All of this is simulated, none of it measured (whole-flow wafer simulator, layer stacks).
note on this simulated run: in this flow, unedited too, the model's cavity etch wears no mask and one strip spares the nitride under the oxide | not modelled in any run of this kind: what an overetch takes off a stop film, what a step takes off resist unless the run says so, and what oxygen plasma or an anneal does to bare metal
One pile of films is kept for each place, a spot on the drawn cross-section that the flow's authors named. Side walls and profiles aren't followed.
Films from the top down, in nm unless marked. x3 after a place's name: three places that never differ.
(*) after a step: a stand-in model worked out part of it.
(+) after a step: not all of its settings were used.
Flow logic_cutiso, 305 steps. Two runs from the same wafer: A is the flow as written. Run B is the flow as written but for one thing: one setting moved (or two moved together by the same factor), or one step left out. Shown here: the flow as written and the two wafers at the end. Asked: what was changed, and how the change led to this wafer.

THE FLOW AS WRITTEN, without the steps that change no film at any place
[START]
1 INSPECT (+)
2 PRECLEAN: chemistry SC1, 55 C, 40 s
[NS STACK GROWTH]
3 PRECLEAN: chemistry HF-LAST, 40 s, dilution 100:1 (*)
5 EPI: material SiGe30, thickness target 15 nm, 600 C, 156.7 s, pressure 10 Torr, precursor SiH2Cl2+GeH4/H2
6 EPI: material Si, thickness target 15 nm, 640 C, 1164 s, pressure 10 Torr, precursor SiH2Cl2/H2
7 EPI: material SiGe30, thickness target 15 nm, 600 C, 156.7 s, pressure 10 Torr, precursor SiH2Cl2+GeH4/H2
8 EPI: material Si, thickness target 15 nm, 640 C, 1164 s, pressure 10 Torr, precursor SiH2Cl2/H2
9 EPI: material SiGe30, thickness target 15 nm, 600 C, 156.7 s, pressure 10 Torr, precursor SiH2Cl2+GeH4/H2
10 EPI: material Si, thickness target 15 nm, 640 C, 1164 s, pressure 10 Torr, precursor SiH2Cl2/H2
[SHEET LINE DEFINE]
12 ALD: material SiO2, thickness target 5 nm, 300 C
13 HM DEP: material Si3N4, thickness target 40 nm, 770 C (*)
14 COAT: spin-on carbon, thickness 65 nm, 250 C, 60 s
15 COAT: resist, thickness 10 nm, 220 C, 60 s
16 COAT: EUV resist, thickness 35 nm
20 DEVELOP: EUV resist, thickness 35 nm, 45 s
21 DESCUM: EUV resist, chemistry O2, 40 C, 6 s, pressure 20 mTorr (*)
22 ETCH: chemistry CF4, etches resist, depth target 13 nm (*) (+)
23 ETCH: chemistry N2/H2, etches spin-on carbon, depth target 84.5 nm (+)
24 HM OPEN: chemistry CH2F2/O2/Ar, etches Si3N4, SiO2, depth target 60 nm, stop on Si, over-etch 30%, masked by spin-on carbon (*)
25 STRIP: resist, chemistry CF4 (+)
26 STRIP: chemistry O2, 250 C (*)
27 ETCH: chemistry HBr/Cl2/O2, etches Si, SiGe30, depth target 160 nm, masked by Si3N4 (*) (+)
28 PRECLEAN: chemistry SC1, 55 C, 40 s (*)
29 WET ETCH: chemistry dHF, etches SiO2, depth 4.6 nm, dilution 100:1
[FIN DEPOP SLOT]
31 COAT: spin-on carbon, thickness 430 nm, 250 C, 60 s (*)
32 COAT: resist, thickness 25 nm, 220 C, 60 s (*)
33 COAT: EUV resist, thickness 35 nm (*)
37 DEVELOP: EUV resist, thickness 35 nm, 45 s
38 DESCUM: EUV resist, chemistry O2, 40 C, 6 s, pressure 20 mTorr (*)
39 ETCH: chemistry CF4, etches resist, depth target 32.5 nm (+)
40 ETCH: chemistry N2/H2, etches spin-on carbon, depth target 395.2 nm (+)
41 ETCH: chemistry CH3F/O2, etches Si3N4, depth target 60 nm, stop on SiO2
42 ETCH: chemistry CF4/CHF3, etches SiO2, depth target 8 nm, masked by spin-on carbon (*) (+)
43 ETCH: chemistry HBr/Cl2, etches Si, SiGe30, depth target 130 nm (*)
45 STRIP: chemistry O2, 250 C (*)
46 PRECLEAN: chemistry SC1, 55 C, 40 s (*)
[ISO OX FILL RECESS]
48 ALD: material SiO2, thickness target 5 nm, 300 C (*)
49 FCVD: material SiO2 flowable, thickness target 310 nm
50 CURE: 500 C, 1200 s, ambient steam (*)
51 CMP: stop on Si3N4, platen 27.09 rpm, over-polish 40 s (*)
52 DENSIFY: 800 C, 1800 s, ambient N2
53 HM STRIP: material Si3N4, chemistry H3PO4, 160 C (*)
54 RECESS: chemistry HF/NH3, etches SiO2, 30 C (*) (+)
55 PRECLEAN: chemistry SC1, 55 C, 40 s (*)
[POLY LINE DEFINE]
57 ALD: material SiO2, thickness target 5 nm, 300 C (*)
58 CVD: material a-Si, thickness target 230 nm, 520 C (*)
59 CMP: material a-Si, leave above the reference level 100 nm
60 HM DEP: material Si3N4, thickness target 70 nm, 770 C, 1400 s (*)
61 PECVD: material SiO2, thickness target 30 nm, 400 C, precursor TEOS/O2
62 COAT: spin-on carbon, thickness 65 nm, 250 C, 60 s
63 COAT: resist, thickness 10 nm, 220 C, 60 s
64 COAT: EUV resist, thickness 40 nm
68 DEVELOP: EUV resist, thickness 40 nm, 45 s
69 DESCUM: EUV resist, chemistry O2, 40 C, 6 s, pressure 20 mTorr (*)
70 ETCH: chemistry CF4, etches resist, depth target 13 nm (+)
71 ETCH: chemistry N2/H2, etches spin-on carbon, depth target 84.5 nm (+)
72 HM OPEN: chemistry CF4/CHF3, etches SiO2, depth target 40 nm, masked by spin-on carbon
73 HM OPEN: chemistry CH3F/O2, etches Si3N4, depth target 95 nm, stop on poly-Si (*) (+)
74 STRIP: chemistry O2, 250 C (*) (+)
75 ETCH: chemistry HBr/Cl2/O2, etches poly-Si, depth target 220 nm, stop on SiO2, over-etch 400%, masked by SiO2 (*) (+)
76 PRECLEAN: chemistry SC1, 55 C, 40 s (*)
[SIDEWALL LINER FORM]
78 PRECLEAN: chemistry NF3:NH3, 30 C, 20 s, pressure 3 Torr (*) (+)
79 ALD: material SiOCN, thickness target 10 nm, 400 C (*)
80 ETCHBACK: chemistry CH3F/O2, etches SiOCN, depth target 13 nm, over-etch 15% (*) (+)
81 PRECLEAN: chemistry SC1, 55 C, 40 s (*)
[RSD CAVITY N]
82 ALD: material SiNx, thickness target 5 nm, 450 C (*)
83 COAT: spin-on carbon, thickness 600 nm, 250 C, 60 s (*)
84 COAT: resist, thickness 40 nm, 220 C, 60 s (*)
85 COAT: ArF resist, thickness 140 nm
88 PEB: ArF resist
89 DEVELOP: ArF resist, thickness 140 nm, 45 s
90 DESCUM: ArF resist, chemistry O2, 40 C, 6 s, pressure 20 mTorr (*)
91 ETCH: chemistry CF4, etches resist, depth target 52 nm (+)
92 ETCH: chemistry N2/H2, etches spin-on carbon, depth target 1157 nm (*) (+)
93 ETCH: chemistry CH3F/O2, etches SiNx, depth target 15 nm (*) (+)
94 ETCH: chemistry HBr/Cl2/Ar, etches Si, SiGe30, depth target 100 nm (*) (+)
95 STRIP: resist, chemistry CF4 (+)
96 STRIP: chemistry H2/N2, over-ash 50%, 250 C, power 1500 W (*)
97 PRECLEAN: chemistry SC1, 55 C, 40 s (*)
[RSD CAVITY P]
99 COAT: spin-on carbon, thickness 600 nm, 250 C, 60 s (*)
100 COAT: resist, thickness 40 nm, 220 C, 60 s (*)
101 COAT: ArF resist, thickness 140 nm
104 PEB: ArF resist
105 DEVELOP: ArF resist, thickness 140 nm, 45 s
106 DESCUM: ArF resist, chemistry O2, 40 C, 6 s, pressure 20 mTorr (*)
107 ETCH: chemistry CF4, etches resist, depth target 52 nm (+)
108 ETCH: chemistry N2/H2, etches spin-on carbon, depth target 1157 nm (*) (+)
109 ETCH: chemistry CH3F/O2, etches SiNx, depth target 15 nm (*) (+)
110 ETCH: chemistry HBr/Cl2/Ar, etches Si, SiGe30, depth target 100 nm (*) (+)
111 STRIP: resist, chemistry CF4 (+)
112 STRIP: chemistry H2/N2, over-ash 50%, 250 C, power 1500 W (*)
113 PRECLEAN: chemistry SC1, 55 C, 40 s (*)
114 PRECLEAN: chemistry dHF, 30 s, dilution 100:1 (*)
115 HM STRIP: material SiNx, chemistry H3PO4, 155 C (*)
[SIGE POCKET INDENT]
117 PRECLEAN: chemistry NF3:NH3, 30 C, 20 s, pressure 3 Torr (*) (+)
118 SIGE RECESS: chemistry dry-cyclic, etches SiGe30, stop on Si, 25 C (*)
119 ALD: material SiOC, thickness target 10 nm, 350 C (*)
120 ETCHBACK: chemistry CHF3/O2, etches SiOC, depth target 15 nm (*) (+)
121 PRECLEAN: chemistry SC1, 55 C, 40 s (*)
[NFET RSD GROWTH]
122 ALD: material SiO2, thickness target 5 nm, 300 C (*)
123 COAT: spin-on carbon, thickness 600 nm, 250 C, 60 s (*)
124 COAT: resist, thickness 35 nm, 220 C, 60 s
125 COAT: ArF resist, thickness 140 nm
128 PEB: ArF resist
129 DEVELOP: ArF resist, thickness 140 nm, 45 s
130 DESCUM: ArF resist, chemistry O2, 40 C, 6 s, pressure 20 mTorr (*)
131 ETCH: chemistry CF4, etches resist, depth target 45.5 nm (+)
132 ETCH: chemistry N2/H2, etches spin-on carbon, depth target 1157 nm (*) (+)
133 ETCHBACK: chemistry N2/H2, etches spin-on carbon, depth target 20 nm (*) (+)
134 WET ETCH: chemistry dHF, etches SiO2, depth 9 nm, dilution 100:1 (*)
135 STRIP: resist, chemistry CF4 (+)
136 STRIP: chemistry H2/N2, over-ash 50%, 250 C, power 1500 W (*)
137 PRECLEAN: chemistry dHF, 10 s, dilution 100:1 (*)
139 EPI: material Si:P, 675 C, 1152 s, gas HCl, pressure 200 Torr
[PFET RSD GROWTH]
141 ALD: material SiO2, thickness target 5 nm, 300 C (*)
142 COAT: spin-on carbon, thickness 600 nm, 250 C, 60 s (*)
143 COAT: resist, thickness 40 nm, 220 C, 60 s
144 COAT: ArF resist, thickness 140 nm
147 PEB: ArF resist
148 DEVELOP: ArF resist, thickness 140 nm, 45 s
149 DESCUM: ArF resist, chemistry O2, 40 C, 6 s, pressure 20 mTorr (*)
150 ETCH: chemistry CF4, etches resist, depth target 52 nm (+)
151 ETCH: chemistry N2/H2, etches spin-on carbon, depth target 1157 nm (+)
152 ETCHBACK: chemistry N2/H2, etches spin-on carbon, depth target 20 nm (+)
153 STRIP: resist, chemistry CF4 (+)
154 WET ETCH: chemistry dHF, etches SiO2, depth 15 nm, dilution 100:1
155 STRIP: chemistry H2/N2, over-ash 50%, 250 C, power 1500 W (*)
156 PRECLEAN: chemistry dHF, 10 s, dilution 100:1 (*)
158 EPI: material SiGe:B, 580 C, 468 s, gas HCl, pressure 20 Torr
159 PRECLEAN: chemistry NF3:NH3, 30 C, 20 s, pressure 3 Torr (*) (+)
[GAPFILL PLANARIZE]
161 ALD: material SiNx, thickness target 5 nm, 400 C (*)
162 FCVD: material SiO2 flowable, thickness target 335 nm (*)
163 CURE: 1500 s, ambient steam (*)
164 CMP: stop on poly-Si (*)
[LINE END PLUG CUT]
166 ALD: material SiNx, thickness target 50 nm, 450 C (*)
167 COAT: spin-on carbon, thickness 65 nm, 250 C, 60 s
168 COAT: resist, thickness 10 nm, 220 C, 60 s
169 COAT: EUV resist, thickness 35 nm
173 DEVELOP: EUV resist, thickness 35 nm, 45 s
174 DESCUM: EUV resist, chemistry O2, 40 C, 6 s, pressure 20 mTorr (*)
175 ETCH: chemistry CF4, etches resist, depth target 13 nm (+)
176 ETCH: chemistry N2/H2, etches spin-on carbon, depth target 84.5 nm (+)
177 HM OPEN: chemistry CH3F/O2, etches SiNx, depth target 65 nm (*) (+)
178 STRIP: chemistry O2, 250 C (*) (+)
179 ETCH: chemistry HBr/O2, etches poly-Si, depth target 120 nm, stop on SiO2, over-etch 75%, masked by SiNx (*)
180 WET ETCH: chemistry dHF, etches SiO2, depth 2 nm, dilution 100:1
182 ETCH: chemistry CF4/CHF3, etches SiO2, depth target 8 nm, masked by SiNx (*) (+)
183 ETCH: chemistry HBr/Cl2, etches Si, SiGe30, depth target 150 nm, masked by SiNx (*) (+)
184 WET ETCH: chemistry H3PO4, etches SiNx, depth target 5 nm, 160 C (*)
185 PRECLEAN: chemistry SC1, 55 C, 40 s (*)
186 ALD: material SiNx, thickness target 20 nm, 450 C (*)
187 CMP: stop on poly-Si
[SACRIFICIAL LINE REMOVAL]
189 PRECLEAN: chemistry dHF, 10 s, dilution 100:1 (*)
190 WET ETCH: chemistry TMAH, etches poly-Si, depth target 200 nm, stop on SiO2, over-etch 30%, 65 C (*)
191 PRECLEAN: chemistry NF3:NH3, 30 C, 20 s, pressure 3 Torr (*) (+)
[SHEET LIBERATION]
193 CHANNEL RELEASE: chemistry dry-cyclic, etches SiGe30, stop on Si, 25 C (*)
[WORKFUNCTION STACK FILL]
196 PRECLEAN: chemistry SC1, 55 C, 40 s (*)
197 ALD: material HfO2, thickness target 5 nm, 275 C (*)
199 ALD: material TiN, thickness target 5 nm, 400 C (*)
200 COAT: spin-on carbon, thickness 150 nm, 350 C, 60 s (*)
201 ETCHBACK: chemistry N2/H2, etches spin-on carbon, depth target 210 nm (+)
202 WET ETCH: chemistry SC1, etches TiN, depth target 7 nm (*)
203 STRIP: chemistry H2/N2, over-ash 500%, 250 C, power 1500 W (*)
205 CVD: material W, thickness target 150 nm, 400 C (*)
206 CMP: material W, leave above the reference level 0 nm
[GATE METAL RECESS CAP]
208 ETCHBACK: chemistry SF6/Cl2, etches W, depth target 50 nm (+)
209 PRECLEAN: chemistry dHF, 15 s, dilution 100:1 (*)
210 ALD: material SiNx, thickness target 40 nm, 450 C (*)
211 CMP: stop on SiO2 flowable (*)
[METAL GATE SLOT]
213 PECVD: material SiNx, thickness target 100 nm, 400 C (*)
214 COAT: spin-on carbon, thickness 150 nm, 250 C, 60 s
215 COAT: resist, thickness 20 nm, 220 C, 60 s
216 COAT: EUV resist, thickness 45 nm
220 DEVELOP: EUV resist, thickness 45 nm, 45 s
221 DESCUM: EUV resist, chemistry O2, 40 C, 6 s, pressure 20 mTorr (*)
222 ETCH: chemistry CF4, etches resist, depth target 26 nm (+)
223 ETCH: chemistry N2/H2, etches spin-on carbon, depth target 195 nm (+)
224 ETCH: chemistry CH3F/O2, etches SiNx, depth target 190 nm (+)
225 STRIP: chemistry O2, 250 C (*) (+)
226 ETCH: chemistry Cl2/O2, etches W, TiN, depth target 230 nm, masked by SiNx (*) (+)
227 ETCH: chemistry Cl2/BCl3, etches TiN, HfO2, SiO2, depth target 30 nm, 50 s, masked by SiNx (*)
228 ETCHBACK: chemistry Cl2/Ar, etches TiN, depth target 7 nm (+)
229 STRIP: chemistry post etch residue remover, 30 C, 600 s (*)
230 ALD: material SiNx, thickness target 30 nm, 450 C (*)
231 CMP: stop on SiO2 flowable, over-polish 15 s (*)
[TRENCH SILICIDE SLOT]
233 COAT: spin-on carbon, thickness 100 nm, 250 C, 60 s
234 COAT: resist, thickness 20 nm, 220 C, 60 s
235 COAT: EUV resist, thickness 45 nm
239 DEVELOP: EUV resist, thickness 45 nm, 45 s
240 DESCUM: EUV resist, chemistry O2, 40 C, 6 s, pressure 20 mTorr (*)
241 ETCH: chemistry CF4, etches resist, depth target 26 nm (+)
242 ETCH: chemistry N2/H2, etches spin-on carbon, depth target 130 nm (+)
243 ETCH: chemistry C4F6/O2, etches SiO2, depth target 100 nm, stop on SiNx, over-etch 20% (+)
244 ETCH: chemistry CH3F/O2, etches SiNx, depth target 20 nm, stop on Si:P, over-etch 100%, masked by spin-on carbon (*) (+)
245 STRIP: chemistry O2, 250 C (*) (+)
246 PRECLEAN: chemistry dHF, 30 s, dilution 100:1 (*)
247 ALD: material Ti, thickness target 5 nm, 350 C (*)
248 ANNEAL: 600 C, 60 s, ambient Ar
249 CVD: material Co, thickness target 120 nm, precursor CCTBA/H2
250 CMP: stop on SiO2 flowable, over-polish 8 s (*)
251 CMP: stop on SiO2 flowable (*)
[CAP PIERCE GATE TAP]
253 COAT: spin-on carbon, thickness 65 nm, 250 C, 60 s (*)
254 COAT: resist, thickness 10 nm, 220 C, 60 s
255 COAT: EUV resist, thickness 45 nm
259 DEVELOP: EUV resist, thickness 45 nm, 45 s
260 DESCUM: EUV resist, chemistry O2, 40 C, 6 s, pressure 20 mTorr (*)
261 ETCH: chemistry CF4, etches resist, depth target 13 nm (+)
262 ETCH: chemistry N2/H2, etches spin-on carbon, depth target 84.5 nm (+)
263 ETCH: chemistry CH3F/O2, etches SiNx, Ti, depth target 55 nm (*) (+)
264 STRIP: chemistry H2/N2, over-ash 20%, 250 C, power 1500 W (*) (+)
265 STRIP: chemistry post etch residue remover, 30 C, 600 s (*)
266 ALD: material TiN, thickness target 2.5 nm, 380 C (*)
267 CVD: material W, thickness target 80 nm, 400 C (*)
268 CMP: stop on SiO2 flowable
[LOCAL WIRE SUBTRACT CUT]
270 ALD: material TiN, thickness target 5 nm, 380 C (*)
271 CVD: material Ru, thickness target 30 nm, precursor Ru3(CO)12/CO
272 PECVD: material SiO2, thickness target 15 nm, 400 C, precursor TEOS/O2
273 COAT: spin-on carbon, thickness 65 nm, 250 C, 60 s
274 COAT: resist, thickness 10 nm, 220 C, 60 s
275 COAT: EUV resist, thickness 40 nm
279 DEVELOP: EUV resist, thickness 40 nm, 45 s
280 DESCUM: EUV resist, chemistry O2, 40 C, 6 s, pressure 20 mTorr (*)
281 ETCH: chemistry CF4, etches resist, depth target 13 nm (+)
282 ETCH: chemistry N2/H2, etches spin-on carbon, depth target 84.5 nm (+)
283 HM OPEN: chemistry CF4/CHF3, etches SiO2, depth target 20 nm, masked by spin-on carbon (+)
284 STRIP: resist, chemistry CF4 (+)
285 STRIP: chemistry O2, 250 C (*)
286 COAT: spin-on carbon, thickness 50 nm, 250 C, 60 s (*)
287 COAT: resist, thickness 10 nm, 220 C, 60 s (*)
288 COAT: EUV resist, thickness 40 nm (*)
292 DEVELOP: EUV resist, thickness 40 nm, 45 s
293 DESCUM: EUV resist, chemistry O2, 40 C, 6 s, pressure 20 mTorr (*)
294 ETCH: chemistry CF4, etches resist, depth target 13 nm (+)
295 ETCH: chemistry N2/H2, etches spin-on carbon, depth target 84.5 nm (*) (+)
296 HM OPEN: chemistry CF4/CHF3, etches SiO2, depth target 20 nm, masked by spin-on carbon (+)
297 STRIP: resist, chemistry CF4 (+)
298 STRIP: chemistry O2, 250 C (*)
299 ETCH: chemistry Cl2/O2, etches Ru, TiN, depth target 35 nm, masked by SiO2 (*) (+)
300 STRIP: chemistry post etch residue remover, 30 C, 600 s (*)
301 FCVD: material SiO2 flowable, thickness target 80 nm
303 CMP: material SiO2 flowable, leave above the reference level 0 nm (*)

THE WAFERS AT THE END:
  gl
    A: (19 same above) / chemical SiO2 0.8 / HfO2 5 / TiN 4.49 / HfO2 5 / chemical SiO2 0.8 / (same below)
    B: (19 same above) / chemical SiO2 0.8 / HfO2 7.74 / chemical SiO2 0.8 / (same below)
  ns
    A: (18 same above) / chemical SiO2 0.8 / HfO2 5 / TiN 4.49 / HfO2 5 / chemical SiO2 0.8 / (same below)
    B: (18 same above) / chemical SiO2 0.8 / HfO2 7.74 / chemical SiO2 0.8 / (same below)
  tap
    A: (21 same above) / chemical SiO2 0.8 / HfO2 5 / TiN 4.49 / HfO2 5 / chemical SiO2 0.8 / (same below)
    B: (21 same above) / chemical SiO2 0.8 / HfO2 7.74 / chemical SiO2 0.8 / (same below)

The cause: step 5, EPI: thickness target 8.2 nm was run, where the flow has thickness target 15 nm; step 5, EPI: 86.2 s was run, where the flow has 156.7 s.

How the change led to this, step by step:
  5 EPI: material SiGe30, thickness target 15 nm, 600 C, 156.7 s, pressure 10 Torr, precursor SiH2Cl2+GeH4/H2
      depop, dpovl, gfld and 19 more: A SiGe30 +15 (new film) | B SiGe30 +8.25 (new film)
  27 ETCH: chemistry HBr/Cl2/O2, etches Si, SiGe30, depth target 160 nm, masked by Si3N4 (*) (+)
      gfld, gxf, iso, lnri: A chemical SiO2 -0.79 (all of it), Si -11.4 (all of it), SiGe30 -15 (all of it), Si -15 (all of it), SiGe30 -15 (all of it), Si -15 (all of it), SiGe30 -15 (all of it), Si -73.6 | B chemical SiO2 -0.79 (all of it), Si -11.4 (all of it), SiGe30 -15 (all of it), Si -15 (all of it), SiGe30 -15 (all of it), Si -15 (all of it), SiGe30 -8.25 (all of it), Si -80.4
      dpovl, nsgap: A chemical SiO2 -0.79 (all of it), Si -11.8 (all of it), SiGe30 -15 (all of it), Si -15 (all of it), SiGe30 -15 (all of it), Si -15 (all of it), SiGe30 -15 (all of it), Si -73.2 | B chemical SiO2 -0.79 (all of it), Si -11.8 (all of it), SiGe30 -15 (all of it), Si -15 (all of it), SiGe30 -15 (all of it), Si -15 (all of it), SiGe30 -8.25 (all of it), Si -80
      (and at 1 more place)
  43 ETCH: chemistry HBr/Cl2, etches Si, SiGe30, depth target 130 nm (*)
      depop: A Si -14 (all of it), SiGe30 -15 (all of it), Si -15 (all of it), SiGe30 -15 (all of it), Si -15 (all of it), SiGe30 -15 (all of it), Si -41 | B Si -14 (all of it), SiGe30 -15 (all of it), Si -15 (all of it), SiGe30 -15 (all of it), Si -15 (all of it), SiGe30 -8.25 (all of it), Si -47.7
  94 ETCH: chemistry HBr/Cl2/Ar, etches Si, SiGe30, depth target 100 nm (*) (+)
      rsdn, rsdx: A chemical SiO2 -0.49 (all of it), Si -12.8 (all of it), SiGe30 -15 (all of it), Si -15 (all of it), SiGe30 -15 (all of it), Si -15 (all of it), SiGe30 -15 (all of it), Si -12.2 | B chemical SiO2 -0.49 (all of it), Si -12.8 (all of it), SiGe30 -15 (all of it), Si -15 (all of it), SiGe30 -15 (all of it), Si -15 (all of it), SiGe30 -8.25 (all of it), Si -18.9
  110 ETCH: chemistry HBr/Cl2/Ar, etches Si, SiGe30, depth target 100 nm (*) (+)
      rsdp, rsdw: A chemical SiO2 -0.49 (all of it), Si -12.8 (all of it), SiGe30 -15 (all of it), Si -15 (all of it), SiGe30 -15 (all of it), Si -15 (all of it), SiGe30 -15 (all of it), Si -12.2 | B chemical SiO2 -0.49 (all of it), Si -12.8 (all of it), SiGe30 -15 (all of it), Si -15 (all of it), SiGe30 -15 (all of it), Si -15 (all of it), SiGe30 -8.25 (all of it), Si -18.9
  118 SIGE RECESS: chemistry dry-cyclic, etches SiGe30, stop on Si, 25 C (*)
      lnr, lnrp, lnrt: A SiOCN -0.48, Si -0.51, cavity +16 (new film), SiGe30 -15 (all of it), Si -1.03, cavity +16 (new film), SiGe30 -15 (all of it), Si -1.03, cavity +16 (new film), SiGe30 -15 (all of it), Si -0.51 | B SiOCN -0.48, Si -0.51, cavity +16 (new film), SiGe30 -15 (all of it), Si -1.03, cavity +16 (new film), SiGe30 -15 (all of it), Si -1.03, cavity +9.28 (new film), SiGe30 -8.25 (all of it), Si -0.51
  119 ALD: material SiOC, thickness target 10 nm, 350 C (*)
      lnr, lnrp, lnrt: A SiOC +10 (new film), SiOC +16 (new film), cavity -16 (all of it), SiOC +16 (new film), cavity -16 (all of it), SiOC +16 (new film), cavity -16 (all of it) | B SiOC +10 (new film), SiOC +16 (new film), cavity -16 (all of it), SiOC +16 (new film), cavity -16 (all of it), SiOC +9.28 (new film), cavity -9.28 (all of it)
  183 ETCH: chemistry HBr/Cl2, etches Si, SiGe30, depth target 150 nm, masked by SiNx (*) (+)
      plug: A Si -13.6 (all of it), SiGe30 -15 (all of it), Si -15 (all of it), SiGe30 -15 (all of it), Si -15 (all of it), SiGe30 -15 (all of it), Si -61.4 | B Si -13.6 (all of it), SiGe30 -15 (all of it), Si -15 (all of it), SiGe30 -15 (all of it), Si -15 (all of it), SiGe30 -8.25 (all of it), Si -68.2
  193 CHANNEL RELEASE: chemistry dry-cyclic, etches SiGe30, stop on Si, 25 C (*)
      gl, glp, gxn, gxp, ns, tap: A chemical SiO2 +0.8 (new film), Si -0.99, chemical SiO2 +0.8 (new film), cavity +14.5 (new film), chemical SiO2 +0.8 (new film), SiGe30 -15 (all of it), Si -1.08, chemical SiO2 +0.8 (new film), cavity +14.5 (new film), chemical SiO2 +0.8 (new film), SiGe30 -15 (all of it), Si -1.08, chemical SiO2 +0.8 (new film), cavity +14.5 (new film), chemical SiO2 +0.8 (new film), SiGe30 -15 (all of it), Si -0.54 | B chemical SiO2 +0.8 (new film), Si -0.99, chemical SiO2 +0.8 (new film), cavity +14.5 (new film), chemical SiO2 +0.8 (new film), SiGe30 -15 (all of it), Si -1.08, chemical SiO2 +0.8 (new film), cavity +14.5 (new film), chemical SiO2 +0.8 (new film), SiGe30 -15 (all of it), Si -1.08, chemical SiO2 +0.8 (new film), cavity +7.74 (new film), chemical SiO2 +0.8 (new film), SiGe30 -8.25 (all of it), Si -0.54
  197 ALD: material HfO2, thickness target 5 nm, 275 C (*)
      gl, glp, gxn, gxp, ns, tap: A HfO2 +5 (new film), HfO2 +5 (new film), cavity -10, HfO2 +5 (new film), HfO2 +5 (new film), cavity -10, HfO2 +5 (new film), HfO2 +5 (new film), cavity -10, HfO2 +5 (new film) | B HfO2 +5 (new film), HfO2 +5 (new film), cavity -10, HfO2 +5 (new film), HfO2 +5 (new film), cavity -10, HfO2 +5 (new film), HfO2 +7.74 (new film), cavity -7.74 (all of it)
  199 ALD: material TiN, thickness target 5 nm, 400 C (*)
      gl, glp, tap: A TiN +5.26 (new film), TiN +4.49 (new film), cavity -4.49 (all of it), TiN +4.49 (new film), cavity -4.49 (all of it), TiN +4.49 (new film), cavity -4.49 (all of it) | B TiN +5.26 (new film), TiN +4.49 (new film), cavity -4.49 (all of it), TiN +4.49 (new film), cavity -4.49 (all of it)
      gxn, gxp, ns: A TiN +5 (new film), TiN +4.49 (new film), cavity -4.49 (all of it), TiN +4.49 (new film), cavity -4.49 (all of it), TiN +4.49 (new film), cavity -4.49 (all of it) | B TiN +5 (new film), TiN +4.49 (new film), cavity -4.49 (all of it), TiN +4.49 (new film), cavity -4.49 (all of it)
Counting metal films that touch as one body, gl has 3 bodies (between them, from the top down: HfO2 5 / chemical SiO2 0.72 / Si 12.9 / chemical SiO2 0.8 / HfO2 5; HfO2 5 / chemical SiO2 0.8 / Si 13.9 / chemical SiO2 0.8 / HfO2 5); the flow as written gives 4 bodies (between them, from the top down: HfO2 5 / chemical SiO2 0.72 / Si 12.9 / chemical SiO2 0.8 / HfO2 5; HfO2 5 / chemical SiO2 0.8 / Si 13.9 / chemical SiO2 0.8 / HfO2 5; HfO2 5 / chemical SiO2 0.8 / Si 13.9 / chemical SiO2 0.8 / HfO2 5).
Counting metal films that touch as one body, ns has 3 bodies (between them, from the top down: HfO2 5 / chemical SiO2 0.72 / Si 12.9 / chemical SiO2 0.8 / HfO2 5; HfO2 5 / chemical SiO2 0.8 / Si 13.9 / chemical SiO2 0.8 / HfO2 5); the flow as written gives 4 bodies (between them, from the top down: HfO2 5 / chemical SiO2 0.72 / Si 12.9 / chemical SiO2 0.8 / HfO2 5; HfO2 5 / chemical SiO2 0.8 / Si 13.9 / chemical SiO2 0.8 / HfO2 5; HfO2 5 / chemical SiO2 0.8 / Si 13.9 / chemical SiO2 0.8 / HfO2 5).
Counting metal films that touch as one body, tap has 3 bodies (between them, from the top down: HfO2 5 / chemical SiO2 0.72 / Si 12.9 / chemical SiO2 0.8 / HfO2 5; HfO2 5 / chemical SiO2 0.8 / Si 13.9 / chemical SiO2 0.8 / HfO2 5); the flow as written gives 4 bodies (between them, from the top down: HfO2 5 / chemical SiO2 0.72 / Si 12.9 / chemical SiO2 0.8 / HfO2 5; HfO2 5 / chemical SiO2 0.8 / Si 13.9 / chemical SiO2 0.8 / HfO2 5; HfO2 5 / chemical SiO2 0.8 / Si 13.9 / chemical SiO2 0.8 / HfO2 5).
